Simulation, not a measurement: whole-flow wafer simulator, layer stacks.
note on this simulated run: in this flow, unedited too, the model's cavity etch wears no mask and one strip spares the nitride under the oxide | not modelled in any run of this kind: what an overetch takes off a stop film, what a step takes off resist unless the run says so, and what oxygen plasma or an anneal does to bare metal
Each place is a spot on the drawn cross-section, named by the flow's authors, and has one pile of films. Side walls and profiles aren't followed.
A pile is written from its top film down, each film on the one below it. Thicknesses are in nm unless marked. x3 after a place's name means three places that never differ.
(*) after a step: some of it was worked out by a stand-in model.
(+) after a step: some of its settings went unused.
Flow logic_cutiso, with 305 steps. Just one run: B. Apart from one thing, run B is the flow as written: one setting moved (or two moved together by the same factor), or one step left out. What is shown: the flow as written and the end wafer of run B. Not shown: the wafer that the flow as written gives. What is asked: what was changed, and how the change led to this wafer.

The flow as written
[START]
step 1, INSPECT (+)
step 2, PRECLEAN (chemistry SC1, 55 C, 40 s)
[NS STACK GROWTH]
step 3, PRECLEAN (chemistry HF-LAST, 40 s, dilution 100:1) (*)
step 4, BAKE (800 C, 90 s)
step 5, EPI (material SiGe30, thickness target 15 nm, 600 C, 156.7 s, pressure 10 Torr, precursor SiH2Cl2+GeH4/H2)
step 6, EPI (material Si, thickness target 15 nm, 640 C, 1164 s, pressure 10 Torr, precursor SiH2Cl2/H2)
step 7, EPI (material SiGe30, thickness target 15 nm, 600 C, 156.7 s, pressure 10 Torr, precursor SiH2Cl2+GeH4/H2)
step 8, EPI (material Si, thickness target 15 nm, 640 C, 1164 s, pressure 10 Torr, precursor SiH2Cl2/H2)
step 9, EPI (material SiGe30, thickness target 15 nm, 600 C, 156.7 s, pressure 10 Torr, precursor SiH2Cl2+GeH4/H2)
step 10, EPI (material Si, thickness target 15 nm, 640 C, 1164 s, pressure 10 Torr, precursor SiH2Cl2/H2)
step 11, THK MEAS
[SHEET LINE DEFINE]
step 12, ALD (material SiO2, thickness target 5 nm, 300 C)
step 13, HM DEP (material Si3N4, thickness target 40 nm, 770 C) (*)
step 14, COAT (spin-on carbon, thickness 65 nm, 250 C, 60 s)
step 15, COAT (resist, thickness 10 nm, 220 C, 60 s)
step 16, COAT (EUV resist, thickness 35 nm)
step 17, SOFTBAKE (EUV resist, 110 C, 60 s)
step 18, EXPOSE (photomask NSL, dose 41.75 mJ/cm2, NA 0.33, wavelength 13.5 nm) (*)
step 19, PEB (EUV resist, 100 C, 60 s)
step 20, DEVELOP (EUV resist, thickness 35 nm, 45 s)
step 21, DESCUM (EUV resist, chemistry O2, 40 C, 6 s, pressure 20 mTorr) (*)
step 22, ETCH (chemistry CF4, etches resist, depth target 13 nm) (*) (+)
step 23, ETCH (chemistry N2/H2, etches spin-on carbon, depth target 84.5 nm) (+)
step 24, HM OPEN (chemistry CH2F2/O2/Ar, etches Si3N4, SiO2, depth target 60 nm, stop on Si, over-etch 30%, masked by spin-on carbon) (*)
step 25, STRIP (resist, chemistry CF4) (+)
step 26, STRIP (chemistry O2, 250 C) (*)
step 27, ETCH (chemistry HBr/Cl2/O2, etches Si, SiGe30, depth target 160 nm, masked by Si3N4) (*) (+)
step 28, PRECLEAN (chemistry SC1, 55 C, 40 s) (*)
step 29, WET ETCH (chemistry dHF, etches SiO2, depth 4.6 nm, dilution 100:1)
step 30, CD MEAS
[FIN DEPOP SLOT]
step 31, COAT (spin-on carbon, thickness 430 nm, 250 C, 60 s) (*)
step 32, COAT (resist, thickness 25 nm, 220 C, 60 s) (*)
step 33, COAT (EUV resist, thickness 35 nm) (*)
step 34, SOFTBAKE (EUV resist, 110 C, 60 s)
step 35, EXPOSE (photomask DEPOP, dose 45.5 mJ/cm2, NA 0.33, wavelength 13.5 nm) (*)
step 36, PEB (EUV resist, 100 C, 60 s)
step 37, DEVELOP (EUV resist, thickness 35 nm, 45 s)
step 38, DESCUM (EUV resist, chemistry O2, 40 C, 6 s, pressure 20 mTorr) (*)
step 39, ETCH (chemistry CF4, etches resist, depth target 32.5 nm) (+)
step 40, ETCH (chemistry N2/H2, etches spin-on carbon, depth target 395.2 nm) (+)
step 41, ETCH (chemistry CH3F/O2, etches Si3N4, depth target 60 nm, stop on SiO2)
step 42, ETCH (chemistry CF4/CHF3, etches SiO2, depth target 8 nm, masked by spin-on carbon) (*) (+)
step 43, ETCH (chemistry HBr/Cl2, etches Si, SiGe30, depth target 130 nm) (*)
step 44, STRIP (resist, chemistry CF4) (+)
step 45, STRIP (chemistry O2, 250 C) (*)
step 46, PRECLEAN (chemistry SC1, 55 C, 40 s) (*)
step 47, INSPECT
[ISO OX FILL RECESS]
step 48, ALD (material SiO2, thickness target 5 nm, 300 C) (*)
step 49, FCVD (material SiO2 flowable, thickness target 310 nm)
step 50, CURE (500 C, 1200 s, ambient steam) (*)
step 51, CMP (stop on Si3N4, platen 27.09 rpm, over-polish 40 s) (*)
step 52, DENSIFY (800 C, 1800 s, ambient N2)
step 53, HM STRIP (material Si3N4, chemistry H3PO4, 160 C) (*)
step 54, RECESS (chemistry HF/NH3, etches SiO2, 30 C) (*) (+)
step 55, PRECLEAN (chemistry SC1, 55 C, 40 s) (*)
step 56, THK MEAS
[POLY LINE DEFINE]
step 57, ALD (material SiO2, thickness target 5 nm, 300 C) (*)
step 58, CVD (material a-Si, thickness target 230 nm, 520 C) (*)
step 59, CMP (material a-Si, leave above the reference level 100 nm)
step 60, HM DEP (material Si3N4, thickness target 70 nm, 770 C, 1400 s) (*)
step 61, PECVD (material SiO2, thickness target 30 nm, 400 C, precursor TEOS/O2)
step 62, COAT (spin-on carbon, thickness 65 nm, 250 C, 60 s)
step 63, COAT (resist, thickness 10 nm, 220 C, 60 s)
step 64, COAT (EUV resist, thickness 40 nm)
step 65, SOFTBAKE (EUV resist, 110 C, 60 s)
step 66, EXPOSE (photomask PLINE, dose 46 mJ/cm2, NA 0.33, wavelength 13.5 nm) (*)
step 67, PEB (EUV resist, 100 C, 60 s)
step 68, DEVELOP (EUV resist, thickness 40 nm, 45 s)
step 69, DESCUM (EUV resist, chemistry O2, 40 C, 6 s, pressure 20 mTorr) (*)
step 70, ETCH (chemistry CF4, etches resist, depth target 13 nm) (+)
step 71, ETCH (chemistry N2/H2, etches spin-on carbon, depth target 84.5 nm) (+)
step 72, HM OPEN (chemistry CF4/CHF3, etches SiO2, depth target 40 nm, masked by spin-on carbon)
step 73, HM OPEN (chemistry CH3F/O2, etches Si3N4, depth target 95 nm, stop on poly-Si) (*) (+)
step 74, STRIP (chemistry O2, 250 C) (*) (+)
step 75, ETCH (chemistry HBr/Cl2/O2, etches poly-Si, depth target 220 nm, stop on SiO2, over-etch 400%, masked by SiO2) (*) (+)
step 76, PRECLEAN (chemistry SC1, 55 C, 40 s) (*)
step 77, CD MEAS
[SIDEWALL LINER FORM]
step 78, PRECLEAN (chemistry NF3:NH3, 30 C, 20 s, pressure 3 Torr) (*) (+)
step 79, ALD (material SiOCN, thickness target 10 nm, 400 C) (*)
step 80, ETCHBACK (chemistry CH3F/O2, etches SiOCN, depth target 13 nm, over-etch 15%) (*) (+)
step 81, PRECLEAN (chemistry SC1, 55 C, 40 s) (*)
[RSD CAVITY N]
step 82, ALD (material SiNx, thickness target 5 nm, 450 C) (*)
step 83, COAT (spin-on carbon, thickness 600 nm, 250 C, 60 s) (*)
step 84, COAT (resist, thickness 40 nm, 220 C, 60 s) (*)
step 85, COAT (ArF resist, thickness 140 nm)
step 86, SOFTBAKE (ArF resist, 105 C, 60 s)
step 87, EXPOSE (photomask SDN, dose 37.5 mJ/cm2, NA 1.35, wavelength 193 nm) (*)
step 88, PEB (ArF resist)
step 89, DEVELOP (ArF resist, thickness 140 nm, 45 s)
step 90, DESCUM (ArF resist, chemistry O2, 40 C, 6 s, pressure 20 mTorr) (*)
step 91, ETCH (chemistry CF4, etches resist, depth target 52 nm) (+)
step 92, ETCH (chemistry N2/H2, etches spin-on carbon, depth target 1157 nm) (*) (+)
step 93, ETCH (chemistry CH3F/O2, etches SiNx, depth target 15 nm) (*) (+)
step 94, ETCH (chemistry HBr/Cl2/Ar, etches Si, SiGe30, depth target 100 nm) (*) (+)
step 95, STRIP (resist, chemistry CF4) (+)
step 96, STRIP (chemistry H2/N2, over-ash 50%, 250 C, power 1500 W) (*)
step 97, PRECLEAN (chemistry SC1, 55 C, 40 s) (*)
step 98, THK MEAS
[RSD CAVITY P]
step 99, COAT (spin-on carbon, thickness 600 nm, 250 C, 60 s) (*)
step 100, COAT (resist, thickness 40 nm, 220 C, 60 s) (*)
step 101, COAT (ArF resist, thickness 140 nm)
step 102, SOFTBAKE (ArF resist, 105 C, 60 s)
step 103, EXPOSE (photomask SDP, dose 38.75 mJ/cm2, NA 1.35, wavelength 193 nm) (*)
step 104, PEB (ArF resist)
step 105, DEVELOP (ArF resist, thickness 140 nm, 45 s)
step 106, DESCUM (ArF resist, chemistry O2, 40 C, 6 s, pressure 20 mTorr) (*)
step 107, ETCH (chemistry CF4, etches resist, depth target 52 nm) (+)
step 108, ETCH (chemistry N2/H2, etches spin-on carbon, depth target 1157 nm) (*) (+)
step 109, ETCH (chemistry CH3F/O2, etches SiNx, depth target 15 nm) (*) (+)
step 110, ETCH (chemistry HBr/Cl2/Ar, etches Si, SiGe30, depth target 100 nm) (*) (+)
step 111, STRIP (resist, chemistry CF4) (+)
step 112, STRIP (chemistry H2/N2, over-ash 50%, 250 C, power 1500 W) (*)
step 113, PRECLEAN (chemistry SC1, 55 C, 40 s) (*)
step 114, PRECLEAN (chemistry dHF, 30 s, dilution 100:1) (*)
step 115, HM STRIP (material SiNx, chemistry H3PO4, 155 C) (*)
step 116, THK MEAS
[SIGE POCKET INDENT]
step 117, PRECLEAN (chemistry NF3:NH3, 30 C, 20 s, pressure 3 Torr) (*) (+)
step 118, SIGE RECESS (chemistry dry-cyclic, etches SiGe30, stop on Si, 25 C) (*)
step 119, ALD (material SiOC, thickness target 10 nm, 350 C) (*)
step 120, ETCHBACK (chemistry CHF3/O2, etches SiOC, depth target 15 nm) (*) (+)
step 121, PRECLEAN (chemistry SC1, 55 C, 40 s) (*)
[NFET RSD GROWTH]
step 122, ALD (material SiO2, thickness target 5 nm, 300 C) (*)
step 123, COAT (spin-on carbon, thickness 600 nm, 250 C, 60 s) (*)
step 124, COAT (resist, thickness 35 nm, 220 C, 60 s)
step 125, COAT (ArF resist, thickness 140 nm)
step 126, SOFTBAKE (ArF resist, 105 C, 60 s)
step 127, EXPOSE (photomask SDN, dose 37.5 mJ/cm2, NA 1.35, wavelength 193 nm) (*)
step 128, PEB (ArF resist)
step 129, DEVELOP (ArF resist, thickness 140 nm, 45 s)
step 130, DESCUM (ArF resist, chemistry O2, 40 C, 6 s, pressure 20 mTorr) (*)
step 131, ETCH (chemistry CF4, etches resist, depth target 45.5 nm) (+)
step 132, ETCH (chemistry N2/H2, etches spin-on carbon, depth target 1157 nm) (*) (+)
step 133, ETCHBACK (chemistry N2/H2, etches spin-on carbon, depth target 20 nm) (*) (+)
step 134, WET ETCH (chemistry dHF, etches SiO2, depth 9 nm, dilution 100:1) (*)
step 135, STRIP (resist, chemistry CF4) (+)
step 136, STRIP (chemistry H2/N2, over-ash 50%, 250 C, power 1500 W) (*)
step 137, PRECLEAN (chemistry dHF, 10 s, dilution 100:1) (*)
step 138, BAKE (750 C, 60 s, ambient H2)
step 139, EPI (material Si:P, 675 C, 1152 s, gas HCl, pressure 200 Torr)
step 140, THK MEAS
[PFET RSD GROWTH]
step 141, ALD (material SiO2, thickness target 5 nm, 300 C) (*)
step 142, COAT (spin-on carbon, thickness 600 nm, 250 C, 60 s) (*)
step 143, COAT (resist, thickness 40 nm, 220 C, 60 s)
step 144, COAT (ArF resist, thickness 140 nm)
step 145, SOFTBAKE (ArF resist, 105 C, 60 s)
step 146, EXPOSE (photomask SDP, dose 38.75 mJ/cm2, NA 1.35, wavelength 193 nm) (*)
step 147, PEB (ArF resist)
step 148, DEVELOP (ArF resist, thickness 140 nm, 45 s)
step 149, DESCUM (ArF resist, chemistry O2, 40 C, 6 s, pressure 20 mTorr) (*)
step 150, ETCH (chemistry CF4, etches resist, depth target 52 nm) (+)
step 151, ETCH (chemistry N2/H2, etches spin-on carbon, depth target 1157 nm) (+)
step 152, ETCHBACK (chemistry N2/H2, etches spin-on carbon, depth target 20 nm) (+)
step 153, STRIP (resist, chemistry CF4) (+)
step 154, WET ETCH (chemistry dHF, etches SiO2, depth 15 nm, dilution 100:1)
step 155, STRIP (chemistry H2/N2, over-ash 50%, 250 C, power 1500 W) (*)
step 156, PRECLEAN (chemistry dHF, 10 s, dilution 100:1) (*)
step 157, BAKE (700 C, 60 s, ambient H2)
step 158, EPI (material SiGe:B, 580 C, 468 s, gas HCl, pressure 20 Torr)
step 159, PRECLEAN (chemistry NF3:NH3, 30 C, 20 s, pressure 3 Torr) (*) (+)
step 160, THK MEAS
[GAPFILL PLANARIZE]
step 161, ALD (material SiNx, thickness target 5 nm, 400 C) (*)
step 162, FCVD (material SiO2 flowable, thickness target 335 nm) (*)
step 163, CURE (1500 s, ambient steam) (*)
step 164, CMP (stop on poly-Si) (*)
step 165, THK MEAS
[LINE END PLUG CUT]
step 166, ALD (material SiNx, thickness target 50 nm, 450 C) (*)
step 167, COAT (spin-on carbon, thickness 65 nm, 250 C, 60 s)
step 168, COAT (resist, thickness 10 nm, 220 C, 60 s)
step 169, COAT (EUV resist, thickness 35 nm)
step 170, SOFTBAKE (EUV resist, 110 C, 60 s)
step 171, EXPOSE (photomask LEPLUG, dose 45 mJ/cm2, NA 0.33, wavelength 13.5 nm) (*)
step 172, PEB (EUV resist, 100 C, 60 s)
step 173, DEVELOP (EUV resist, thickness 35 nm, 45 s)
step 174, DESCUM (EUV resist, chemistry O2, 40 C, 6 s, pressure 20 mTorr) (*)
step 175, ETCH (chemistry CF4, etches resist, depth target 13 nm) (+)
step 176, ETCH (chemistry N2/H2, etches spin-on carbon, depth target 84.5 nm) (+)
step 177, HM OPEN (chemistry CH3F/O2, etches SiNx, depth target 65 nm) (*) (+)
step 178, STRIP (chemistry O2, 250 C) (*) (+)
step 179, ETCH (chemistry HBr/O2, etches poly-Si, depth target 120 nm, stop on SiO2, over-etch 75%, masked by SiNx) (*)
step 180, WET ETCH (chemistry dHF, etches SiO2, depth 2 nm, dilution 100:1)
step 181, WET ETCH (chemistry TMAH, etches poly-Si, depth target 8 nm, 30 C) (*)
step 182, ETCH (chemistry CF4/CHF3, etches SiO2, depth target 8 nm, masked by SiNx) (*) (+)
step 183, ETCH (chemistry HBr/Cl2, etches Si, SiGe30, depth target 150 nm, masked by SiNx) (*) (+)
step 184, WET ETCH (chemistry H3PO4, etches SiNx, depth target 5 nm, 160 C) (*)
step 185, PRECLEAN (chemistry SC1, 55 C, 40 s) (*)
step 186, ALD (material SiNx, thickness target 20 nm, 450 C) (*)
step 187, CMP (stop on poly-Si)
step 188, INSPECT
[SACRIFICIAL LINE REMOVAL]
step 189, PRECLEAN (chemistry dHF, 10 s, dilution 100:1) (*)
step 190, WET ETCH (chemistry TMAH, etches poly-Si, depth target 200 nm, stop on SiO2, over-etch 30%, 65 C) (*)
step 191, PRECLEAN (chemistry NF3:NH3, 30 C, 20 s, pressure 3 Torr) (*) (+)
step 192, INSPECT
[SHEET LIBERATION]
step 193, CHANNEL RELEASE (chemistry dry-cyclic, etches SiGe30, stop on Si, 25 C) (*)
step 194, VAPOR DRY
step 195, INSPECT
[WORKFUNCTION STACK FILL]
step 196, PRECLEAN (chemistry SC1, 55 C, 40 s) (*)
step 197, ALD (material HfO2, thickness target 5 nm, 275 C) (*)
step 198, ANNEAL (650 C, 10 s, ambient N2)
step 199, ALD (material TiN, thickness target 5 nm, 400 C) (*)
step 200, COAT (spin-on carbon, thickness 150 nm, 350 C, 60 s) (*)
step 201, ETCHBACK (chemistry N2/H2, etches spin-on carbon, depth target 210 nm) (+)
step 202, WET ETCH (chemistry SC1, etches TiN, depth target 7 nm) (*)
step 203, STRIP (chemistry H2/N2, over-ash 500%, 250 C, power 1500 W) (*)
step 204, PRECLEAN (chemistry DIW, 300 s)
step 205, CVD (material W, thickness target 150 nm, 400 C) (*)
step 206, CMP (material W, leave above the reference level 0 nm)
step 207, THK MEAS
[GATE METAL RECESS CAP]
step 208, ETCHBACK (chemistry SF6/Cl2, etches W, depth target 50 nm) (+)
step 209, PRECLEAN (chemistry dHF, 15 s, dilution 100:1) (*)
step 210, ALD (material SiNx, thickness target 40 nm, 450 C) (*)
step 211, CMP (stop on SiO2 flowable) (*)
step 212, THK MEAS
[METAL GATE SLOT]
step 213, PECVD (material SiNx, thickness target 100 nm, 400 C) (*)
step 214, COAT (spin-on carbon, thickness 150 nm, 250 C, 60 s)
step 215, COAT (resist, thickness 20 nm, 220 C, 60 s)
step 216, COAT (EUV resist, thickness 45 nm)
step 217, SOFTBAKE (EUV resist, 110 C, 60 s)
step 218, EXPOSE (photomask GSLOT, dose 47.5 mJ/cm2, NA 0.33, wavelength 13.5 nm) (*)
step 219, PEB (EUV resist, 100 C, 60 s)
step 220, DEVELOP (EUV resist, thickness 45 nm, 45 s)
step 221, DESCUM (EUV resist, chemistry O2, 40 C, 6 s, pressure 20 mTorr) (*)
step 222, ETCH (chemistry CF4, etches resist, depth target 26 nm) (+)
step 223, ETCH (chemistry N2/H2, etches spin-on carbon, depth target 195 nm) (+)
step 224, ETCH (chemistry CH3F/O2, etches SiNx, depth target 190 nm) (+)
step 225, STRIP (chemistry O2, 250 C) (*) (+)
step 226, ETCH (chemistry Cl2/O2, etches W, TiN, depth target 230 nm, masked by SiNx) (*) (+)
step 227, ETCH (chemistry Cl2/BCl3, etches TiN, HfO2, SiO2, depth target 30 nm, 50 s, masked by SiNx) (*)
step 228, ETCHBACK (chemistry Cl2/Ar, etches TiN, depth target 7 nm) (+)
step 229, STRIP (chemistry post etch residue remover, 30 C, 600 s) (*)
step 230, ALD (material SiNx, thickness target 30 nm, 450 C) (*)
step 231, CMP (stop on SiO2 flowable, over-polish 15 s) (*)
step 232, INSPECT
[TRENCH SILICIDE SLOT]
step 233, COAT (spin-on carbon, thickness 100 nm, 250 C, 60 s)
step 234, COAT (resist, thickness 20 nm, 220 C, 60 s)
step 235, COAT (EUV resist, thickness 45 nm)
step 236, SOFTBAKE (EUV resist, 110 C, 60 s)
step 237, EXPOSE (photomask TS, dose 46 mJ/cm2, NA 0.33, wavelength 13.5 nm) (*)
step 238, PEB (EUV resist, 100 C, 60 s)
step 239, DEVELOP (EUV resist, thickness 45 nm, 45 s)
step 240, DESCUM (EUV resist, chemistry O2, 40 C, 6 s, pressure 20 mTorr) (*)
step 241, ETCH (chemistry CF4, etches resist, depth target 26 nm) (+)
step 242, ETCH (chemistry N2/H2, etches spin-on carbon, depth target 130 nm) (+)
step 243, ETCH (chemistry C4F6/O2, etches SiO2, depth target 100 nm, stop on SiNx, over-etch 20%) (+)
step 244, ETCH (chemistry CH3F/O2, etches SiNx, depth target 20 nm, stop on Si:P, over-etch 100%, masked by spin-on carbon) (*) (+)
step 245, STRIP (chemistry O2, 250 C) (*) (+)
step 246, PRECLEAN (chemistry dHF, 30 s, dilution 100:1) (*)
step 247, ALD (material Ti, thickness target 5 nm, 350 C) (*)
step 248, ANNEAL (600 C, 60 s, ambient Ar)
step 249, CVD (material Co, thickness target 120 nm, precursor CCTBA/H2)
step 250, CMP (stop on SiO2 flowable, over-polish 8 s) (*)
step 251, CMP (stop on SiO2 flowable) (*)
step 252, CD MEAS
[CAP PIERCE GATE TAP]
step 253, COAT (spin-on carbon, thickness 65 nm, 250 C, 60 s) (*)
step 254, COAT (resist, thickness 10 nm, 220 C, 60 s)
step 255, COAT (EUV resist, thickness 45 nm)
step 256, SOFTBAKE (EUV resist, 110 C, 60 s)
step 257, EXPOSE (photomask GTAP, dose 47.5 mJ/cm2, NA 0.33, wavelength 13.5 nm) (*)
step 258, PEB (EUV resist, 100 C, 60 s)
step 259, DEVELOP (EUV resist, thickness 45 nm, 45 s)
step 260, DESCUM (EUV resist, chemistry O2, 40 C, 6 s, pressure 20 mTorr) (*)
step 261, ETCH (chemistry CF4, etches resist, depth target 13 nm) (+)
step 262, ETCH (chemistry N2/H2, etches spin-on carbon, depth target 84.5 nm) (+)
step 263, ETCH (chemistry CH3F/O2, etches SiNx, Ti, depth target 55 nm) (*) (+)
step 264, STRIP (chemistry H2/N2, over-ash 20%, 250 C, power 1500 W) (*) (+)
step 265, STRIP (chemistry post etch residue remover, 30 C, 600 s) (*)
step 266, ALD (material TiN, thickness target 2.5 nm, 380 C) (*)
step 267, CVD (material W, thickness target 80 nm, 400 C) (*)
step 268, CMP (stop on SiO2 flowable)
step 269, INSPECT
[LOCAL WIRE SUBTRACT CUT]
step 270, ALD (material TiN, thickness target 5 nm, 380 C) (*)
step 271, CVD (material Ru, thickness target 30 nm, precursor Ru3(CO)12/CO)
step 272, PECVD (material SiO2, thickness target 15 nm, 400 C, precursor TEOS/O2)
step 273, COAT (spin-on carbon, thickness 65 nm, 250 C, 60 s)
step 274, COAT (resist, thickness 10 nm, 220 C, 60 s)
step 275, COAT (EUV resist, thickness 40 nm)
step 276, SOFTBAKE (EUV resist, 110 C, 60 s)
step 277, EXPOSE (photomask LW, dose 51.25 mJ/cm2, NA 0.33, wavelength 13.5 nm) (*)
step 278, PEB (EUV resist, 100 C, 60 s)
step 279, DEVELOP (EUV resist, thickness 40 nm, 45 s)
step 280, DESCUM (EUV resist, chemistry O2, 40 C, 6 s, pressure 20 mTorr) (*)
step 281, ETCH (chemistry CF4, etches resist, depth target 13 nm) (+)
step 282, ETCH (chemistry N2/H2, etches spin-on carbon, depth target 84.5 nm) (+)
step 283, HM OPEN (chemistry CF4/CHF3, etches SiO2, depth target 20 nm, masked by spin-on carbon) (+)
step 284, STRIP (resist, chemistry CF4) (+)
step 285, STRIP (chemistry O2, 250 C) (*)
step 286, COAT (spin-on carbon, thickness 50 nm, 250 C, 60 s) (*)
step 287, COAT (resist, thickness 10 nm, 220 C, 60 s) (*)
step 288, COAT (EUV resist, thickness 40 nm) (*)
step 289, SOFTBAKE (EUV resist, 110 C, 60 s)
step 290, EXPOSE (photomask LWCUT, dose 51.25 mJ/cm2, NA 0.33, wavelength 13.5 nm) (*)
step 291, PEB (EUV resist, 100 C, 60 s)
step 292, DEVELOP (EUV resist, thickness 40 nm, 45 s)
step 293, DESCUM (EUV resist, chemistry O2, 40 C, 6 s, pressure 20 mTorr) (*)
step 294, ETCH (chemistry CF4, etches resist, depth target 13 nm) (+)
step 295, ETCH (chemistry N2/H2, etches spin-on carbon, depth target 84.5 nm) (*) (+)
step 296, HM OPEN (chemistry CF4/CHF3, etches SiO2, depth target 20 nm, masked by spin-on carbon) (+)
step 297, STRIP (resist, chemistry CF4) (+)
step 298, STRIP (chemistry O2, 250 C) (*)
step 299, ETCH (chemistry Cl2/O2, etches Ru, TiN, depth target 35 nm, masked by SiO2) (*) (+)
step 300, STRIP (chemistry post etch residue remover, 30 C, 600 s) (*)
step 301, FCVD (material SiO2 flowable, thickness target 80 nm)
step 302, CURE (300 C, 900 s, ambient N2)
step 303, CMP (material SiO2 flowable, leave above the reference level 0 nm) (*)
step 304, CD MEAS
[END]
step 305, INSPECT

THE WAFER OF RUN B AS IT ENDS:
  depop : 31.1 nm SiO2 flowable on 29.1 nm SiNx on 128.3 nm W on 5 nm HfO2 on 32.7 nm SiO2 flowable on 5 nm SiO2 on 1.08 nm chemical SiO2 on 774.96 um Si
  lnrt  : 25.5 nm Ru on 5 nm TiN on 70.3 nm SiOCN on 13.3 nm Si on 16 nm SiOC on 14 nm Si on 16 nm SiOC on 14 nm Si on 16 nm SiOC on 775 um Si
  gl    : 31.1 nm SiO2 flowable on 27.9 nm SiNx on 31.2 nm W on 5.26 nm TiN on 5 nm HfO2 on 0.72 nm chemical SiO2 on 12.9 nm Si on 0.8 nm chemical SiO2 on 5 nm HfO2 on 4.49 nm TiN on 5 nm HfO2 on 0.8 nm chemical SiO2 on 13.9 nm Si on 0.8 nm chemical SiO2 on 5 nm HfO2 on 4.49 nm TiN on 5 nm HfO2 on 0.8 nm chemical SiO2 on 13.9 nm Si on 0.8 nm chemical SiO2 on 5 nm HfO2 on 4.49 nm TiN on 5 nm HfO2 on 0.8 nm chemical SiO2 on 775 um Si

Cause: step 271, CVD: thickness target 25.5 nm was run, though the flow has thickness target 30 nm.
The wafer lets one read it off: lnrt has Ru 25.5, and step 271 as written asks for 30 nm.

Step by step, how the change led to this:
  step 271, CVD (material Ru, thickness target 30 nm, precursor Ru3(CO)12/CO)
      depop, dpovl, gfld and 19 more: Ru gains 25.5 (new film) (as written it would have been: Ru gains 30 (new film))
  step 299, ETCH (chemistry Cl2/O2, etches Ru, TiN, depth target 35 nm, masked by SiO2) (*) (+)
      depop, dpovl, gfld and 9 more: Ru loses 25.1 (all of it), TiN loses 5 (all of it), SiNx loses 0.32 (as written it would have been: Ru loses 29.6 (all of it), TiN loses 5 (all of it))
      iso, rsdx: Ru loses 25.1 (all of it), TiN loses 5 (all of it), SiO2 flowable loses 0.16 (as written it would have been: Ru loses 29.6 (all of it), TiN loses 5 (all of it))
      (and at 4 other places as well)
  step 301, FCVD (material SiO2 flowable, thickness target 80 nm)
      lnrt, rsdn, rsdp, tap: SiO2 flowable gains 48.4 (new film) (as written it would have been: SiO2 flowable gains 45.3 (new film))
  step 303, CMP (material SiO2 flowable, leave above the reference level 0 nm) (*)
      gfld, gl, glp and 10 more: SiO2 flowable loses 62.2 (as written it would have been: SiO2 flowable loses 59.2)
      depop, dpovl, isow, ns, nsgap: SiO2 flowable loses 48.9 (as written it would have been: SiO2 flowable loses 44.7)
      (and at 4 other places as well)
